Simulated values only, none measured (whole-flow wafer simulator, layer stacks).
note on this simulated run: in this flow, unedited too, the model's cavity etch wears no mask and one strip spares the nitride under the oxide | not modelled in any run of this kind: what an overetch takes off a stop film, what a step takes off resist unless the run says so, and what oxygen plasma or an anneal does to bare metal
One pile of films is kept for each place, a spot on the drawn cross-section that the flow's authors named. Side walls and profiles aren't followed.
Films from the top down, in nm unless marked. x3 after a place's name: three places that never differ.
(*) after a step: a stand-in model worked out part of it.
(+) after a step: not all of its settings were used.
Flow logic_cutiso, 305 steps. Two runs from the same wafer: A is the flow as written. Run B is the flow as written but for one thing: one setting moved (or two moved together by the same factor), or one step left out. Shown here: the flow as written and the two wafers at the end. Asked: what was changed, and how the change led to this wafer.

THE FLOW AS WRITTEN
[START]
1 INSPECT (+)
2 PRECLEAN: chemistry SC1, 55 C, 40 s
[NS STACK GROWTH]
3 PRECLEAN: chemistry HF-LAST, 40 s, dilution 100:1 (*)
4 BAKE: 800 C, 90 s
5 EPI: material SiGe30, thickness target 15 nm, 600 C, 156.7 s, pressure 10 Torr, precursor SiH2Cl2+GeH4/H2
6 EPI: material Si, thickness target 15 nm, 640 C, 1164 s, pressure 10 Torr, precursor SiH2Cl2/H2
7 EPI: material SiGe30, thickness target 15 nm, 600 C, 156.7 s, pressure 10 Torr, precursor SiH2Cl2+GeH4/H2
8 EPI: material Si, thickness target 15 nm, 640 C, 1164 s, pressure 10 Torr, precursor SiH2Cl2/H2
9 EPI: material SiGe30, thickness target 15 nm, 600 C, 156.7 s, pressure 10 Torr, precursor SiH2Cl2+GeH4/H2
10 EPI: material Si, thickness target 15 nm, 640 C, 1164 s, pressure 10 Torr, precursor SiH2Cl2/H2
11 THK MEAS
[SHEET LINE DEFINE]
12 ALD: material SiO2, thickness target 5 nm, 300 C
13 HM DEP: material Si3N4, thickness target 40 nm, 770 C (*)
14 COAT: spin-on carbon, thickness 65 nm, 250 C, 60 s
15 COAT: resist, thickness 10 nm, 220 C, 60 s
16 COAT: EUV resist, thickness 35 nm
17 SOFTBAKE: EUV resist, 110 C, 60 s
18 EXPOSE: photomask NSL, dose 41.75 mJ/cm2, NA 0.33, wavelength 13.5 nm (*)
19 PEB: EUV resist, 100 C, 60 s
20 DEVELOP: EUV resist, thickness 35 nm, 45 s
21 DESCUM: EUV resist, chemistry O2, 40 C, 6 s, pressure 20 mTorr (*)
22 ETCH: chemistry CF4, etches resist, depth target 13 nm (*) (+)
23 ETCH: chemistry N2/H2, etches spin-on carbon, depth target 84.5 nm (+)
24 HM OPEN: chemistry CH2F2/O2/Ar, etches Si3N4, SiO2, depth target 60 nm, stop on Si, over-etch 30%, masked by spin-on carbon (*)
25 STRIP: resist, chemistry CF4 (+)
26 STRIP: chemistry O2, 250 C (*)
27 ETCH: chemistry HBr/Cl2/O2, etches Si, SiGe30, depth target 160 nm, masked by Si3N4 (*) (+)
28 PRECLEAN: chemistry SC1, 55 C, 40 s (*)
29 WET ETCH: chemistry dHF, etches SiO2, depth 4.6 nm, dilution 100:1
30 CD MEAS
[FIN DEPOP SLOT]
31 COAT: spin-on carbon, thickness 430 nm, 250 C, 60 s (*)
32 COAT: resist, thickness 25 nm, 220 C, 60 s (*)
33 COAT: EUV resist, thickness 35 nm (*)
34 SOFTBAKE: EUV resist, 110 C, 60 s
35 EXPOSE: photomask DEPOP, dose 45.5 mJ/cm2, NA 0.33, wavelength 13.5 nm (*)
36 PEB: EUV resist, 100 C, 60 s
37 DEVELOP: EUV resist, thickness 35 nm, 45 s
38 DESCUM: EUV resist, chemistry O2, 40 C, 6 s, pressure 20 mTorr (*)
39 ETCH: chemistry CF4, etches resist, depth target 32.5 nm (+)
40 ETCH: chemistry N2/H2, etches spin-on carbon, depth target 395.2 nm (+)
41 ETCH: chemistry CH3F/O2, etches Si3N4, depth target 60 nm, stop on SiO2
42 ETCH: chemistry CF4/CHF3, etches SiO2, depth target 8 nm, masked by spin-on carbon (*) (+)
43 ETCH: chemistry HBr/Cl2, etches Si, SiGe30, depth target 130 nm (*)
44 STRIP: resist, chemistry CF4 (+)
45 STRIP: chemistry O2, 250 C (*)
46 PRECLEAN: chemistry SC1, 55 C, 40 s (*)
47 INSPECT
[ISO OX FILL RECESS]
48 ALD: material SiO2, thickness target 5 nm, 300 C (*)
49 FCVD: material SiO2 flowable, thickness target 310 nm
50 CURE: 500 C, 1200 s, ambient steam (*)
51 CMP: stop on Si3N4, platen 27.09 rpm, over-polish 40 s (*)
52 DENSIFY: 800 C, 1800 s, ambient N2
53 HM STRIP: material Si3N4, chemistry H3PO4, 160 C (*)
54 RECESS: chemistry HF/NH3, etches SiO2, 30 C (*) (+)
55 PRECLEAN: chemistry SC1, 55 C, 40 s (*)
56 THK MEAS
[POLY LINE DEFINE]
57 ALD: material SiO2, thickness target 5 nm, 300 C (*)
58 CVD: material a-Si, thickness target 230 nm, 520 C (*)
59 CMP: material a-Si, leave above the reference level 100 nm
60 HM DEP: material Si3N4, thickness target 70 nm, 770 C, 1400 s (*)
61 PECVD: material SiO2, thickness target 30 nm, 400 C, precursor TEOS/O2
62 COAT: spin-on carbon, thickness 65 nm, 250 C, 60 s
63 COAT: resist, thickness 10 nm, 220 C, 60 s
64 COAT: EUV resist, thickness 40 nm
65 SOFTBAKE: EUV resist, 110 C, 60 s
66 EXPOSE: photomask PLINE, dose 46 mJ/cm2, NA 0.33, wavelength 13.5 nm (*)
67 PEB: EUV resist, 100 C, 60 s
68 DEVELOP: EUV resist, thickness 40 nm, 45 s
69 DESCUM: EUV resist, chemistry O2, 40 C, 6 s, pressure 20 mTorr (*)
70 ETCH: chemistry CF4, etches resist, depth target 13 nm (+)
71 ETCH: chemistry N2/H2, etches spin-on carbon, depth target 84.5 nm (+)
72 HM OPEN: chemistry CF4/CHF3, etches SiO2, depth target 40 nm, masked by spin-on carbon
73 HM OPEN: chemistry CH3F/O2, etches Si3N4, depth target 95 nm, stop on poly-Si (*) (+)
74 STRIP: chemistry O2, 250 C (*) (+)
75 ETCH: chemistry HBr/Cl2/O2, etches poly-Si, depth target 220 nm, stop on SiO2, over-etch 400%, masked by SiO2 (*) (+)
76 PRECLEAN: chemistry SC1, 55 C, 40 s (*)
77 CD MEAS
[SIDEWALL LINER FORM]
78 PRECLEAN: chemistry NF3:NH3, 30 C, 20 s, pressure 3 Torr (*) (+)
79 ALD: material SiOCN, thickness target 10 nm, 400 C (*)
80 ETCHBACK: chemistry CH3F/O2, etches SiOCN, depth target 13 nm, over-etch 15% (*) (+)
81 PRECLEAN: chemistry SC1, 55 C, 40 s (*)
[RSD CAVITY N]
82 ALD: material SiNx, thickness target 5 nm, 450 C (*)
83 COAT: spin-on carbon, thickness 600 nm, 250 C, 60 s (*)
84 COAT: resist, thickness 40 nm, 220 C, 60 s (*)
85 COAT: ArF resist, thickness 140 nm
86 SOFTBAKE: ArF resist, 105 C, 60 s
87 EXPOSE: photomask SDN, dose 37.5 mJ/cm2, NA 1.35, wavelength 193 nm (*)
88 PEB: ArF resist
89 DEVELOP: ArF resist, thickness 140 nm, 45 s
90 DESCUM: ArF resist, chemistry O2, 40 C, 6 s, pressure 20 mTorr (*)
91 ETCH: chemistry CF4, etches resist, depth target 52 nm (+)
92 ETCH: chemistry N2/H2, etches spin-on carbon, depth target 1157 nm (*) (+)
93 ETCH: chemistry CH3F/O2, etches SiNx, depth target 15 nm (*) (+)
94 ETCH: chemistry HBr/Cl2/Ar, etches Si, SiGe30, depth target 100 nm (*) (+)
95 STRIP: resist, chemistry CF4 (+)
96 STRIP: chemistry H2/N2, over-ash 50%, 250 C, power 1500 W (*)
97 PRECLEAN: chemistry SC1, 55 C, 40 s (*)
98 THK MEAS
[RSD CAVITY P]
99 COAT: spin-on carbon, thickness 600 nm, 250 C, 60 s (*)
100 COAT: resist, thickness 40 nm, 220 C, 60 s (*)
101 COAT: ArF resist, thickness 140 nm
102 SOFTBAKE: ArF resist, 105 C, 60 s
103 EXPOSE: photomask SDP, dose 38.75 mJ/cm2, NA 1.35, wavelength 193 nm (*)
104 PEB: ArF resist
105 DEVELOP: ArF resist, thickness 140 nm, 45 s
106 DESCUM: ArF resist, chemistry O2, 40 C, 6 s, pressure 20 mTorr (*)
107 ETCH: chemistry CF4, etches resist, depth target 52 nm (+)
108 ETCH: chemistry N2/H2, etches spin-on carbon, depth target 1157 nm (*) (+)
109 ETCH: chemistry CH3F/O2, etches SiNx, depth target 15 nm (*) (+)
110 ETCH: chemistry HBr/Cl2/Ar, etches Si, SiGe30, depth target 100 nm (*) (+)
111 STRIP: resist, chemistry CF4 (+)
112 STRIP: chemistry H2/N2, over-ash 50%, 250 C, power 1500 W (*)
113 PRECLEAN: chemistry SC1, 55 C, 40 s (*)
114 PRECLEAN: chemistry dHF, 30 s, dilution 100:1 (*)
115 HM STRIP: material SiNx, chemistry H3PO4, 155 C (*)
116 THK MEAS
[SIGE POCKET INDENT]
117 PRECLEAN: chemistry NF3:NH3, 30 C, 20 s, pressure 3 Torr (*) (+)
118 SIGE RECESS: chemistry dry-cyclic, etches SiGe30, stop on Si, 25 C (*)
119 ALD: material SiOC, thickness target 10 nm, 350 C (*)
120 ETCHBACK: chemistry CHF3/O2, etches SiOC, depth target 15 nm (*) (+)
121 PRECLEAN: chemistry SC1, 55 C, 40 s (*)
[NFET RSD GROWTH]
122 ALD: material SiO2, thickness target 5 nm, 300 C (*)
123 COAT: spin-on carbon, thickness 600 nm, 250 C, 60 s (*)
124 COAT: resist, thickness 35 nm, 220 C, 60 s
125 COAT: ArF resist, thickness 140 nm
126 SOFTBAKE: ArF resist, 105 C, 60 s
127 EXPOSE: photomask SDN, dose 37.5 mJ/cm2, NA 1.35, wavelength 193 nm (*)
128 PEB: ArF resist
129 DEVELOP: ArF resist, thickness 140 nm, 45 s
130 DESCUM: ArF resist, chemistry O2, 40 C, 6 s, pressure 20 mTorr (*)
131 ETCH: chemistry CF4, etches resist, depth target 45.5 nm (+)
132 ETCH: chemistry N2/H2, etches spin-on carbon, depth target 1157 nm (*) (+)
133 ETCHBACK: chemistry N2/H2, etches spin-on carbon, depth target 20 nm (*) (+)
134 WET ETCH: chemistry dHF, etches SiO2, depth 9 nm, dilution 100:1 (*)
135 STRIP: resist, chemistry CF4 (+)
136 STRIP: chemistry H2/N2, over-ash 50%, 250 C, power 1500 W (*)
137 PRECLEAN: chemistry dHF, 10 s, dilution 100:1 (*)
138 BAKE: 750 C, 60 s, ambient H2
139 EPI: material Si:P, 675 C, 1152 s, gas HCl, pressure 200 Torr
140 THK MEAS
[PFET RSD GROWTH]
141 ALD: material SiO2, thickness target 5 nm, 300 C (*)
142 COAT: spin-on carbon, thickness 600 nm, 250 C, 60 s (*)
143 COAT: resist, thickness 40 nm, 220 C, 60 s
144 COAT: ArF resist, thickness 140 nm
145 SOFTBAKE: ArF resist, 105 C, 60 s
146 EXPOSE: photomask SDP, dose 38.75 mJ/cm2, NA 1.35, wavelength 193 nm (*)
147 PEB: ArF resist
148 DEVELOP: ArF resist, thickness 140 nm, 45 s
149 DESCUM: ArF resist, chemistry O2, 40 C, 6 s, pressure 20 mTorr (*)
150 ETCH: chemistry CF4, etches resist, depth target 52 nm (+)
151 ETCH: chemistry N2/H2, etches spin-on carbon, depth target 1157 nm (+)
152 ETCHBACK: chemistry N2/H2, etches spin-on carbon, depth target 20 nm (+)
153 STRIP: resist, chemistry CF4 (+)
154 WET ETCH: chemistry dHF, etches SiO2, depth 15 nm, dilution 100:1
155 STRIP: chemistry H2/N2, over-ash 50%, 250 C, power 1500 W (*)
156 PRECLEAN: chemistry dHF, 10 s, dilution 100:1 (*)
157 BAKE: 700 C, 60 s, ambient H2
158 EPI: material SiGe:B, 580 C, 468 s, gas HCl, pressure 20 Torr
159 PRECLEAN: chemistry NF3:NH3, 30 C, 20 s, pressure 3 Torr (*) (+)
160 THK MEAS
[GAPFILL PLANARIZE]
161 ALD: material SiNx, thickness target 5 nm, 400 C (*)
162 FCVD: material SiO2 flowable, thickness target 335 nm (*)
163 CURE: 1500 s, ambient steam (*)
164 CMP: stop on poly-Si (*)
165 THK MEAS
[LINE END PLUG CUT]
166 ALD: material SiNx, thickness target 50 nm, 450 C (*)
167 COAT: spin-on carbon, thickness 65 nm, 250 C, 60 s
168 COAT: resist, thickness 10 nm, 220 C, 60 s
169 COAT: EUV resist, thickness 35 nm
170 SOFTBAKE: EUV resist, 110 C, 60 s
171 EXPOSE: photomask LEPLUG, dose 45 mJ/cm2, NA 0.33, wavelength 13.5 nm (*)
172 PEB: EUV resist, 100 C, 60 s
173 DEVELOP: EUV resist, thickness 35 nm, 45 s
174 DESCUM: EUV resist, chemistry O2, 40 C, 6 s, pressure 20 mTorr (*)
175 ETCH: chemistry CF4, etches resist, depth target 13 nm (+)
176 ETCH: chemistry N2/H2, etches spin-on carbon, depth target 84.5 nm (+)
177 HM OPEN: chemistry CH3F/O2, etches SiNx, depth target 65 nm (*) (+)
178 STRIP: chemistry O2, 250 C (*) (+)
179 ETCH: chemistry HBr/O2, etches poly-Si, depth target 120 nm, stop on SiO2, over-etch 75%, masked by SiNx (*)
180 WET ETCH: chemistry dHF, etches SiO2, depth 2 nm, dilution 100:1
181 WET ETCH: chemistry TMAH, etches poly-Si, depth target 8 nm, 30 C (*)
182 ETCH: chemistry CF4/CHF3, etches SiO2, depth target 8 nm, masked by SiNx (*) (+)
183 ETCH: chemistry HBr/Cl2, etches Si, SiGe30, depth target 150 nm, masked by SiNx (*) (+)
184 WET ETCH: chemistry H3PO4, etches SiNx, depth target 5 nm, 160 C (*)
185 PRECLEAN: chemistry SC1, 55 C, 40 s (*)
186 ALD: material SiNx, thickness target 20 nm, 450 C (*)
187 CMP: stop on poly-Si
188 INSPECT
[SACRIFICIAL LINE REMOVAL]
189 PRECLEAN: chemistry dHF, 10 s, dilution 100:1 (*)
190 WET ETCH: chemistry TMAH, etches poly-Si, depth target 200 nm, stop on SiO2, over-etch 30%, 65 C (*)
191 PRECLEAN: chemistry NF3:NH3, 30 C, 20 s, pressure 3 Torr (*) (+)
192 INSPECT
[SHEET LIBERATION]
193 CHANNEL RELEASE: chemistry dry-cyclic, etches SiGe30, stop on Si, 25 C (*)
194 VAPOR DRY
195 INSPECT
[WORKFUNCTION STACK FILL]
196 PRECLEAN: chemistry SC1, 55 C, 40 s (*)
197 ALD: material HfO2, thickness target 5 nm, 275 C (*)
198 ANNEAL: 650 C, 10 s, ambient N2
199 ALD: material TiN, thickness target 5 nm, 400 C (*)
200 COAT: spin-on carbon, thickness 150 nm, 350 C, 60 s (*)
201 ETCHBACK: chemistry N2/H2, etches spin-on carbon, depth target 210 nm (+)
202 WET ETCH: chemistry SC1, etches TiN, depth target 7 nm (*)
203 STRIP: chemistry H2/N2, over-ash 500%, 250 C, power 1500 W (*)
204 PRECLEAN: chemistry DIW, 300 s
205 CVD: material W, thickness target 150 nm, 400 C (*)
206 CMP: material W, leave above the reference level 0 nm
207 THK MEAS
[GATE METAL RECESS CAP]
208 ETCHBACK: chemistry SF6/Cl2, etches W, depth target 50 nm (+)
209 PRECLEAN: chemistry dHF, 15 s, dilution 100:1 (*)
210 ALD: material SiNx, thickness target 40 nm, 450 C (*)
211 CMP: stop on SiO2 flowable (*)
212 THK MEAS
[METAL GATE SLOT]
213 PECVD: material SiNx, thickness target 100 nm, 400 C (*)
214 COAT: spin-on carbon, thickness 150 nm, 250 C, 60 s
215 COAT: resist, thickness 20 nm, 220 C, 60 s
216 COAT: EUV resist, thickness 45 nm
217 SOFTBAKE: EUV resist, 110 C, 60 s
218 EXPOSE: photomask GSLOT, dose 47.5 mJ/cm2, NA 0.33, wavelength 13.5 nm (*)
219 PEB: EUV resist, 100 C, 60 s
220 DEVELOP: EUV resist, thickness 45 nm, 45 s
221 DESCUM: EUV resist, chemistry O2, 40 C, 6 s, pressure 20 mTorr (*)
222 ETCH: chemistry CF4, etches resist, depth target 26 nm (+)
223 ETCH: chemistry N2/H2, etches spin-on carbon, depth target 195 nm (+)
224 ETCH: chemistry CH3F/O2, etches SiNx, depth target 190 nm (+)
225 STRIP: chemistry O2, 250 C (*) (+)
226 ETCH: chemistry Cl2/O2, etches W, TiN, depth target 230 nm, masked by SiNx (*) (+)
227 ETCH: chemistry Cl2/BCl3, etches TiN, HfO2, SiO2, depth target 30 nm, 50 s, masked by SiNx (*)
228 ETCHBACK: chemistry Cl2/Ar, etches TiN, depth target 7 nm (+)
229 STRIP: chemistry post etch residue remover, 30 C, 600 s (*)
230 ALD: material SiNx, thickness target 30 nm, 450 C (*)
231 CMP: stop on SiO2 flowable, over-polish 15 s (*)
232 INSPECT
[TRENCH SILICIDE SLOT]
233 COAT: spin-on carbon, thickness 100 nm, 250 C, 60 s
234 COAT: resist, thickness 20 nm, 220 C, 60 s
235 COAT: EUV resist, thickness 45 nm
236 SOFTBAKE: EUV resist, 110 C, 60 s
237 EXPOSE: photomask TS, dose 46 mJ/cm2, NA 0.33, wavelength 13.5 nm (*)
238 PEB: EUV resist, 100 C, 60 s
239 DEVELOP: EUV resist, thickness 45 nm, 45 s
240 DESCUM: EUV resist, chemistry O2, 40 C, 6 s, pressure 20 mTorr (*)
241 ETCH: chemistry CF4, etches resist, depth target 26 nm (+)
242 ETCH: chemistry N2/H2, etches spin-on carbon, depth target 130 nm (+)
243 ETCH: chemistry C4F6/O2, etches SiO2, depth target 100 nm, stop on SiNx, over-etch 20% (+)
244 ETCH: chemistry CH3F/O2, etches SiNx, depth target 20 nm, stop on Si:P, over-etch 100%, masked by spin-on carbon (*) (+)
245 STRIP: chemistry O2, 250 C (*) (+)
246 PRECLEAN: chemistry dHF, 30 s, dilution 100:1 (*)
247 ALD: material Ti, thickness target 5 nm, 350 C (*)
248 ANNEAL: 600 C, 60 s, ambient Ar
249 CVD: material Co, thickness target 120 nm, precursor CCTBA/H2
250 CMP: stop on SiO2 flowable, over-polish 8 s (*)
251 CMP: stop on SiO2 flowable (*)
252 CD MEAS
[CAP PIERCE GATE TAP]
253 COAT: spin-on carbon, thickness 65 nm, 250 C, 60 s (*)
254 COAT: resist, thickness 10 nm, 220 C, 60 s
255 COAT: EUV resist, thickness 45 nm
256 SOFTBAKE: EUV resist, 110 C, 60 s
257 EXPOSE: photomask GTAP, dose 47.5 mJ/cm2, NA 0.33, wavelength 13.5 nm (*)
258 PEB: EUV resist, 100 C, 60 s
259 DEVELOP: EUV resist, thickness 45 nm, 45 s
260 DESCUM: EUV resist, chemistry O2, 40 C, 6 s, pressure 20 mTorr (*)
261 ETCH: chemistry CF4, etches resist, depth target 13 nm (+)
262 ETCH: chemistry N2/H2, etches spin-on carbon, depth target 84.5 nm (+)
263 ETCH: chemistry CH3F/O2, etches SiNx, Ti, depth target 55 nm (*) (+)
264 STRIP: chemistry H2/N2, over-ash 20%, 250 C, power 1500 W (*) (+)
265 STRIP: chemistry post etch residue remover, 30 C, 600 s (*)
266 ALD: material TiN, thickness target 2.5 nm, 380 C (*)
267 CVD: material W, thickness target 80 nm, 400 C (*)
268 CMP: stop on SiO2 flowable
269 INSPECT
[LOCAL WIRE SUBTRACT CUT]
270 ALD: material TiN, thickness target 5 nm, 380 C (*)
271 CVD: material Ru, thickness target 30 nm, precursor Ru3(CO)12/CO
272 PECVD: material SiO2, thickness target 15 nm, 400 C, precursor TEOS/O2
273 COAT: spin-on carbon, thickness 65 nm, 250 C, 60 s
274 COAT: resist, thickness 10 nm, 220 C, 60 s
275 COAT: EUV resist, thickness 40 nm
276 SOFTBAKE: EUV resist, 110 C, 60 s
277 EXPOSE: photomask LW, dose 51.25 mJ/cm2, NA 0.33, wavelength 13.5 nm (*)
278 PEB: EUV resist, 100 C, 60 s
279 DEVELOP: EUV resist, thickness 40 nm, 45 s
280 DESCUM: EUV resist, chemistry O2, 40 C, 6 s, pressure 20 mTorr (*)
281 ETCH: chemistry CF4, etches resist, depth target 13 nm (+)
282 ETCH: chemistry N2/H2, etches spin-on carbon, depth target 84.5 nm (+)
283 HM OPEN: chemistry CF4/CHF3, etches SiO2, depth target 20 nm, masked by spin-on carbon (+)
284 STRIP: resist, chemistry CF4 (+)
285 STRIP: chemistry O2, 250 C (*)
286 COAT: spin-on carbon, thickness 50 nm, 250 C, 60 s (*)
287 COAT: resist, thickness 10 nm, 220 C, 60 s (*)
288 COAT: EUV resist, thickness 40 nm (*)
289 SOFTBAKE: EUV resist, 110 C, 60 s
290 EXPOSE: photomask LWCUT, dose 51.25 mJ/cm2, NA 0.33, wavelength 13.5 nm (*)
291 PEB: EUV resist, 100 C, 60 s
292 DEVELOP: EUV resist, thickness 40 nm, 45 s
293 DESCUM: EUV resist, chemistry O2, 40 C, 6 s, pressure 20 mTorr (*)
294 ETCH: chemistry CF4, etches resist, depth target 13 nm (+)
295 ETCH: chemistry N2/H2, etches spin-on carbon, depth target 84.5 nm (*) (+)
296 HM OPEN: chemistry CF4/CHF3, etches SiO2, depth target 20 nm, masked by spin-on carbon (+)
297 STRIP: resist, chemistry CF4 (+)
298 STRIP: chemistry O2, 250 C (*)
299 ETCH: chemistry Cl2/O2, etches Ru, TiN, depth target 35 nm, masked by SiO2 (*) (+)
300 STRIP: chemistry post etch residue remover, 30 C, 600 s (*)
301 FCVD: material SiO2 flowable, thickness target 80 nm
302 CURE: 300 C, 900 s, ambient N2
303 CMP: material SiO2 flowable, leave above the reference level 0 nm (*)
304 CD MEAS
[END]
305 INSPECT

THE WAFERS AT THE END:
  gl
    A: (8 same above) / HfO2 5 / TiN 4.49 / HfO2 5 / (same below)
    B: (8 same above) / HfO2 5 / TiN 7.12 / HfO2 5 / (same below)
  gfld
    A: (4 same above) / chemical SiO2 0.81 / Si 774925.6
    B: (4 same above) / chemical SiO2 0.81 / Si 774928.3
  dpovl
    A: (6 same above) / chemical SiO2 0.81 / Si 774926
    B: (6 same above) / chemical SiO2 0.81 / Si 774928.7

The cause: step 9, EPI: thickness target 17.6 nm was run, where the flow has thickness target 15 nm; step 9, EPI: 184.1 s was run, where the flow has 156.7 s.

How the change led to this, step by step:
  9 EPI: material SiGe30, thickness target 15 nm, 600 C, 156.7 s, pressure 10 Torr, precursor SiH2Cl2+GeH4/H2
      depop, dpovl, gfld and 19 more: A SiGe30 +15 (new film) | B SiGe30 +17.6 (new film)
  27 ETCH: chemistry HBr/Cl2/O2, etches Si, SiGe30, depth target 160 nm, masked by Si3N4 (*) (+)
      gfld, gxf, iso, lnri: A chemical SiO2 -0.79 (all of it), Si -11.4 (all of it), SiGe30 -15 (all of it), Si -15 (all of it), SiGe30 -15 (all of it), Si -15 (all of it), SiGe30 -15 (all of it), Si -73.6 | B chemical SiO2 -0.79 (all of it), Si -11.4 (all of it), SiGe30 -17.6 (all of it), Si -15 (all of it), SiGe30 -15 (all of it), Si -15 (all of it), SiGe30 -15 (all of it), Si -71
      dpovl, nsgap: A chemical SiO2 -0.79 (all of it), Si -11.8 (all of it), SiGe30 -15 (all of it), Si -15 (all of it), SiGe30 -15 (all of it), Si -15 (all of it), SiGe30 -15 (all of it), Si -73.2 | B chemical SiO2 -0.79 (all of it), Si -11.8 (all of it), SiGe30 -17.6 (all of it), Si -15 (all of it), SiGe30 -15 (all of it), Si -15 (all of it), SiGe30 -15 (all of it), Si -70.6
      (and at 1 more place)
  43 ETCH: chemistry HBr/Cl2, etches Si, SiGe30, depth target 130 nm (*)
      depop: A Si -14 (all of it), SiGe30 -15 (all of it), Si -15 (all of it), SiGe30 -15 (all of it), Si -15 (all of it), SiGe30 -15 (all of it), Si -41 | B Si -14 (all of it), SiGe30 -17.6 (all of it), Si -15 (all of it), SiGe30 -15 (all of it), Si -15 (all of it), SiGe30 -15 (all of it), Si -38.3
  94 ETCH: chemistry HBr/Cl2/Ar, etches Si, SiGe30, depth target 100 nm (*) (+)
      rsdn, rsdx: A chemical SiO2 -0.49 (all of it), Si -12.8 (all of it), SiGe30 -15 (all of it), Si -15 (all of it), SiGe30 -15 (all of it), Si -15 (all of it), SiGe30 -15 (all of it), Si -12.2 | B chemical SiO2 -0.49 (all of it), Si -12.8 (all of it), SiGe30 -17.6 (all of it), Si -15 (all of it), SiGe30 -15 (all of it), Si -15 (all of it), SiGe30 -15 (all of it), Si -9.54
  110 ETCH: chemistry HBr/Cl2/Ar, etches Si, SiGe30, depth target 100 nm (*) (+)
      rsdp, rsdw: A chemical SiO2 -0.49 (all of it), Si -12.8 (all of it), SiGe30 -15 (all of it), Si -15 (all of it), SiGe30 -15 (all of it), Si -15 (all of it), SiGe30 -15 (all of it), Si -12.2 | B chemical SiO2 -0.49 (all of it), Si -12.8 (all of it), SiGe30 -17.6 (all of it), Si -15 (all of it), SiGe30 -15 (all of it), Si -15 (all of it), SiGe30 -15 (all of it), Si -9.54
  118 SIGE RECESS: chemistry dry-cyclic, etches SiGe30, stop on Si, 25 C (*)
      lnr, lnrp, lnrt: A SiOCN -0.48, Si -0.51, cavity +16 (new film), SiGe30 -15 (all of it), Si -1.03, cavity +16 (new film), SiGe30 -15 (all of it), Si -1.03, cavity +16 (new film), SiGe30 -15 (all of it), Si -0.51 | B SiOCN -0.48, Si -0.51, cavity +18.7 (new film), SiGe30 -17.6 (all of it), Si -1.03, cavity +16 (new film), SiGe30 -15 (all of it), Si -1.03, cavity +16 (new film), SiGe30 -15 (all of it), Si -0.51
  119 ALD: material SiOC, thickness target 10 nm, 350 C (*)
      lnr, lnrp, lnrt: A SiOC +10 (new film), SiOC +16 (new film), cavity -16 (all of it), SiOC +16 (new film), cavity -16 (all of it), SiOC +16 (new film), cavity -16 (all of it) | B SiOC +10 (new film), SiOC +18.7 (new film), cavity -18.7 (all of it), SiOC +16 (new film), cavity -16 (all of it), SiOC +16 (new film), cavity -16 (all of it)
  183 ETCH: chemistry HBr/Cl2, etches Si, SiGe30, depth target 150 nm, masked by SiNx (*) (+)
      plug: A Si -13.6 (all of it), SiGe30 -15 (all of it), Si -15 (all of it), SiGe30 -15 (all of it), Si -15 (all of it), SiGe30 -15 (all of it), Si -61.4 | B Si -13.6 (all of it), SiGe30 -17.6 (all of it), Si -15 (all of it), SiGe30 -15 (all of it), Si -15 (all of it), SiGe30 -15 (all of it), Si -58.8
  193 CHANNEL RELEASE: chemistry dry-cyclic, etches SiGe30, stop on Si, 25 C (*)
      gl, glp, gxn, gxp, ns, tap: A chemical SiO2 +0.8 (new film), Si -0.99, chemical SiO2 +0.8 (new film), cavity +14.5 (new film), chemical SiO2 +0.8 (new film), SiGe30 -15 (all of it), Si -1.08, chemical SiO2 +0.8 (new film), cavity +14.5 (new film), chemical SiO2 +0.8 (new film), SiGe30 -15 (all of it), Si -1.08, chemical SiO2 +0.8 (new film), cavity +14.5 (new film), chemical SiO2 +0.8 (new film), SiGe30 -15 (all of it), Si -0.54 | B chemical SiO2 +0.8 (new film), Si -0.99, chemical SiO2 +0.8 (new film), cavity +17.1 (new film), chemical SiO2 +0.8 (new film), SiGe30 -17.6 (all of it), Si -1.08, chemical SiO2 +0.8 (new film), cavity +14.5 (new film), chemical SiO2 +0.8 (new film), SiGe30 -15 (all of it), Si -1.08, chemical SiO2 +0.8 (new film), cavity +14.5 (new film), chemical SiO2 +0.8 (new film), SiGe30 -15 (all of it), Si -0.54
  199 ALD: material TiN, thickness target 5 nm, 400 C (*)
      gl, glp, tap: A TiN +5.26 (new film), TiN +4.49 (new film), cavity -4.49 (all of it), TiN +4.49 (new film), cavity -4.49 (all of it), TiN +4.49 (new film), cavity -4.49 (all of it) | B TiN +5.26 (new film), TiN +7.12 (new film), cavity -7.12 (all of it), TiN +4.49 (new film), cavity -4.49 (all of it), TiN +4.49 (new film), cavity -4.49 (all of it)
      gxn, gxp, ns: A TiN +5 (new film), TiN +4.49 (new film), cavity -4.49 (all of it), TiN +4.49 (new film), cavity -4.49 (all of it), TiN +4.49 (new film), cavity -4.49 (all of it) | B TiN +5 (new film), TiN +7.12 (new film), cavity -7.12 (all of it), TiN +4.49 (new film), cavity -4.49 (all of it), TiN +4.49 (new film), cavity -4.49 (all of it)
